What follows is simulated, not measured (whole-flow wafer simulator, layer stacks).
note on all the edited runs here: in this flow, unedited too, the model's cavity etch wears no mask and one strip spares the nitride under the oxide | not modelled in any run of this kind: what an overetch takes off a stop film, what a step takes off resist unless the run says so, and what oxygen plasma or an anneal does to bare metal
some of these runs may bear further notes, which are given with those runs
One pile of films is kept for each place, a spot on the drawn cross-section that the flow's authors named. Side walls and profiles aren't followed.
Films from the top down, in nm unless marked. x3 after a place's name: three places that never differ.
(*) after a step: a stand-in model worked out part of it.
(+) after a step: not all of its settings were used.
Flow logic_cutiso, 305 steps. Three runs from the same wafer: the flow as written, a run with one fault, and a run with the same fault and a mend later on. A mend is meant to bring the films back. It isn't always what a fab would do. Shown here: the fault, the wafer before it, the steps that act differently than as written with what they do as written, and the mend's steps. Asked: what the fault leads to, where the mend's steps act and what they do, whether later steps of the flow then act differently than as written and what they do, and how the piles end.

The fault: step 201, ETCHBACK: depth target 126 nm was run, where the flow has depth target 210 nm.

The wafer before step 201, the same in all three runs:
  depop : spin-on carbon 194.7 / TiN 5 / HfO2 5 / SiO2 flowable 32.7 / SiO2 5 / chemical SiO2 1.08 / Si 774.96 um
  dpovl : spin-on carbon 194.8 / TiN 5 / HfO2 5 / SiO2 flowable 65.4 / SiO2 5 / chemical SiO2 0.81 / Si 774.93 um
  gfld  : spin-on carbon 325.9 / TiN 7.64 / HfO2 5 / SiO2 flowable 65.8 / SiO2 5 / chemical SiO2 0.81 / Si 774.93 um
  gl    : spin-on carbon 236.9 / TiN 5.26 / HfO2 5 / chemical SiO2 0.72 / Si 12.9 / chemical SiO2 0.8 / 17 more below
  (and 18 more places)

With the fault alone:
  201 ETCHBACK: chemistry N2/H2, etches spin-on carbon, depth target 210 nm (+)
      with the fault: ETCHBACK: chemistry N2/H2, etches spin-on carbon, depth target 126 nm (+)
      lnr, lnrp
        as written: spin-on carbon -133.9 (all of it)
        with the fault: spin-on carbon -126
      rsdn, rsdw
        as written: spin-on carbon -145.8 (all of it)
        with the fault: spin-on carbon -126
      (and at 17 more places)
  Later steps of the flow that act differently than as written (1 more step differs only slightly, by at most 2% or 0.5 nm, whichever is larger, and isn't shown):
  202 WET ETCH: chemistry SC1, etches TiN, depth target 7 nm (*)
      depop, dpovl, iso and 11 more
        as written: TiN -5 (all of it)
        with the fault: spin-on carbon -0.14
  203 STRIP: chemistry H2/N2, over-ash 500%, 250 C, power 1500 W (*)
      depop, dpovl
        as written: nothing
        with the fault: spin-on carbon -68.6 (all of it)
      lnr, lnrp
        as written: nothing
        with the fault: spin-on carbon -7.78 (all of it)
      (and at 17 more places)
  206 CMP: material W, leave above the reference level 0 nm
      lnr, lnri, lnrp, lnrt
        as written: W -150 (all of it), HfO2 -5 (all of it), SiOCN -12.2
        with the fault: W -150 (all of it), TiN -5 (all of it), HfO2 -5 (all of it), SiOCN -12.2
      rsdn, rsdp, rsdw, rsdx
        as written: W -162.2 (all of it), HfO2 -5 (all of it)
        with the fault: W -162.2 (all of it), TiN -5 (all of it), HfO2 -5 (all of it)
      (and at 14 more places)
  At the end the piles differ from the flow's by more than 2% or 0.5 nm, whichever is larger, at depop, dpovl, isow, nsgap.
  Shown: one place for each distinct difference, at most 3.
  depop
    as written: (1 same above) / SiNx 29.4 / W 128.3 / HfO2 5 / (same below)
    with the fault: (1 same above) / SiNx 29.4 / W 123.3 / TiN 5 / HfO2 5 / (same below)

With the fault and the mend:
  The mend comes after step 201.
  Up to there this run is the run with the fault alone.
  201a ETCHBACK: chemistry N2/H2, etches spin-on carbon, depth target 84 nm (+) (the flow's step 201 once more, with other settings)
      gfld, gl, glp, gxf, gxn, gxp, tap
        spin-on carbon -84
      lnr, lnrp
        spin-on carbon -7.92 (all of it)
      rsdn, rsdw
        spin-on carbon -19.8 (all of it)
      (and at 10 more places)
  No later step of the flow acts differently than as written at any place that is followed.
  At the end the piles are the same as the flow's at every place that both follow.
